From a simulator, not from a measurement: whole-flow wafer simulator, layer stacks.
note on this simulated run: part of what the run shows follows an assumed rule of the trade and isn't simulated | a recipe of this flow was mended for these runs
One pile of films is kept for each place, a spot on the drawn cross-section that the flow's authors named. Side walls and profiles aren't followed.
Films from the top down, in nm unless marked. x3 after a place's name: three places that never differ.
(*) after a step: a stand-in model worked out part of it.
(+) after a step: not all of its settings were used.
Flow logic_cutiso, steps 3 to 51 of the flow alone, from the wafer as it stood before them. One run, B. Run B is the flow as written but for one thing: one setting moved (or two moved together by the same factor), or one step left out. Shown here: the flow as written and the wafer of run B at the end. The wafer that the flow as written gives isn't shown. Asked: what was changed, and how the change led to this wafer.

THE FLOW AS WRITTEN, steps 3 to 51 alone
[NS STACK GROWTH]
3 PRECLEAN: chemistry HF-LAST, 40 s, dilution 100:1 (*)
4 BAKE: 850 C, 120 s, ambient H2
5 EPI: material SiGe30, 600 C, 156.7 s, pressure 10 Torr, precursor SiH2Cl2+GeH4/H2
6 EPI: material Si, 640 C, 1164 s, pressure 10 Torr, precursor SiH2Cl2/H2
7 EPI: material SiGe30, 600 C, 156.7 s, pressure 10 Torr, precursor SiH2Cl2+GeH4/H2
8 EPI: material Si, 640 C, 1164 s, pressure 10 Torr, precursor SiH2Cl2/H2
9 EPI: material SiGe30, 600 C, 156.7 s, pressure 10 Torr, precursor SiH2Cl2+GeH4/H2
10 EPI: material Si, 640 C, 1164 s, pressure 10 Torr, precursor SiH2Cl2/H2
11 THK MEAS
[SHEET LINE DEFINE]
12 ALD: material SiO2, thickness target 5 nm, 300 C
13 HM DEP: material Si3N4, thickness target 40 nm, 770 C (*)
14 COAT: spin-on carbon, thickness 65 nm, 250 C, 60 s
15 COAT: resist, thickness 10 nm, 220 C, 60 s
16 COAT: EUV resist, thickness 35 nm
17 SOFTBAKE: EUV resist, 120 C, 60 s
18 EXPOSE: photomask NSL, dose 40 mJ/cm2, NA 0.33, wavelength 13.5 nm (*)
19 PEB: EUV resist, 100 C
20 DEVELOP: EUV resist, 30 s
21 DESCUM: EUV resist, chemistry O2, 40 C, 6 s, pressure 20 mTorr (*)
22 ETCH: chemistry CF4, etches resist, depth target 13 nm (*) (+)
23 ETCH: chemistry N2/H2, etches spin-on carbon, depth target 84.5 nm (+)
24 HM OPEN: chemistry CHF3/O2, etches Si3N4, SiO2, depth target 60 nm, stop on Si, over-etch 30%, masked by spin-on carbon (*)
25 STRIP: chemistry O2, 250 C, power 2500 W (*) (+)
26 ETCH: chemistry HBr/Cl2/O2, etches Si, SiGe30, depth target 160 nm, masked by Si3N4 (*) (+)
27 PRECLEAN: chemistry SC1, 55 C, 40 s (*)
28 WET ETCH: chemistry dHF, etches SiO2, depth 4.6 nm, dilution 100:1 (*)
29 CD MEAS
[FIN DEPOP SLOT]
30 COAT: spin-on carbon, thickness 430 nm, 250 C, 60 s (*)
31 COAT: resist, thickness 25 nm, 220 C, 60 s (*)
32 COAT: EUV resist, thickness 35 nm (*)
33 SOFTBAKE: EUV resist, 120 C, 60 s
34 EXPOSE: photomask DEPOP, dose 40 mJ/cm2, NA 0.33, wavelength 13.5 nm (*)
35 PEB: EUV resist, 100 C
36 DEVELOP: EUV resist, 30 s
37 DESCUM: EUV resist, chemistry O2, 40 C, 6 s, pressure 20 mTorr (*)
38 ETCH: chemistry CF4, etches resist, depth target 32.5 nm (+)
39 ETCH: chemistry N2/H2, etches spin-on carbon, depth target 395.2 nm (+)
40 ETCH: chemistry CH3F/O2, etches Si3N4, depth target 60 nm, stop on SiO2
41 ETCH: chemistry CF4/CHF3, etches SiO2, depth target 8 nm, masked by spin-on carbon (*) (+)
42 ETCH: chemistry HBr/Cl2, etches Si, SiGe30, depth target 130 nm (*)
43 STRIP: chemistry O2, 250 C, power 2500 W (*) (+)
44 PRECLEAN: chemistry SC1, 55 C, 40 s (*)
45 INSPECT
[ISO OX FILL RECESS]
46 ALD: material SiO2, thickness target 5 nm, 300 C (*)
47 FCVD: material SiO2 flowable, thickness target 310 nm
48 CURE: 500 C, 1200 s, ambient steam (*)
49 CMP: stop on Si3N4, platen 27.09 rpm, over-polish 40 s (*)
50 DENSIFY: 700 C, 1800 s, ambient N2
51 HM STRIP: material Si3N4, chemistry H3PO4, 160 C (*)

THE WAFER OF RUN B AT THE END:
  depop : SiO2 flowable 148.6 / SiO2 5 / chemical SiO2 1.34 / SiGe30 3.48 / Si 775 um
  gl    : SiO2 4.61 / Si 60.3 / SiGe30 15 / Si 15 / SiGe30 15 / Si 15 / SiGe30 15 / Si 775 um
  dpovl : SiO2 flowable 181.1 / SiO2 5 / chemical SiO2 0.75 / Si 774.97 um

The cause: step 10, EPI: 675 C was run, where the flow has 640 C.

How the change led to this, step by step:
  10 EPI: material Si, 640 C, 1164 s, pressure 10 Torr, precursor SiH2Cl2/H2
      depop, dpovl, gfld and 19 more: Si +60.3 (new film) (as written it would be: Si +15 (new film))
  26 ETCH: chemistry HBr/Cl2/O2, etches Si, SiGe30, depth target 160 nm, masked by Si3N4 (*) (+)
      dpovl, gfld, gxf, iso, isow, lnri, nsgap: chemical SiO2 -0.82 (all of it), Si -57.3 (all of it), SiGe30 -15 (all of it), Si -15 (all of it), SiGe30 -15 (all of it), Si -15 (all of it), SiGe30 -15 (all of it), Si -27.7 (as written it would be: chemical SiO2 -0.82 (all of it), Si -12 (all of it), SiGe30 -15 (all of it), Si -15 (all of it), SiGe30 -15 (all of it), Si -15 (all of it), SiGe30 -15 (all of it), Si -73)
  42 ETCH: chemistry HBr/Cl2, etches Si, SiGe30, depth target 130 nm (*)
      depop: Si -59.1 (all of it), SiGe30 -15 (all of it), Si -15 (all of it), SiGe30 -15 (all of it), Si -15 (all of it), SiGe30 -10.9 (as written it would be: Si -13.8 (all of it), SiGe30 -15 (all of it), Si -15 (all of it), SiGe30 -15 (all of it), Si -15 (all of it), SiGe30 -15 (all of it), Si -41.2)
  43 STRIP: chemistry O2, 250 C, power 2500 W (*) (+)
      depop: chemical SiO2 +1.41 (new film), SiGe30 -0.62 (as written it would be: chemical SiO2 +1.04 (new film), Si -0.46)
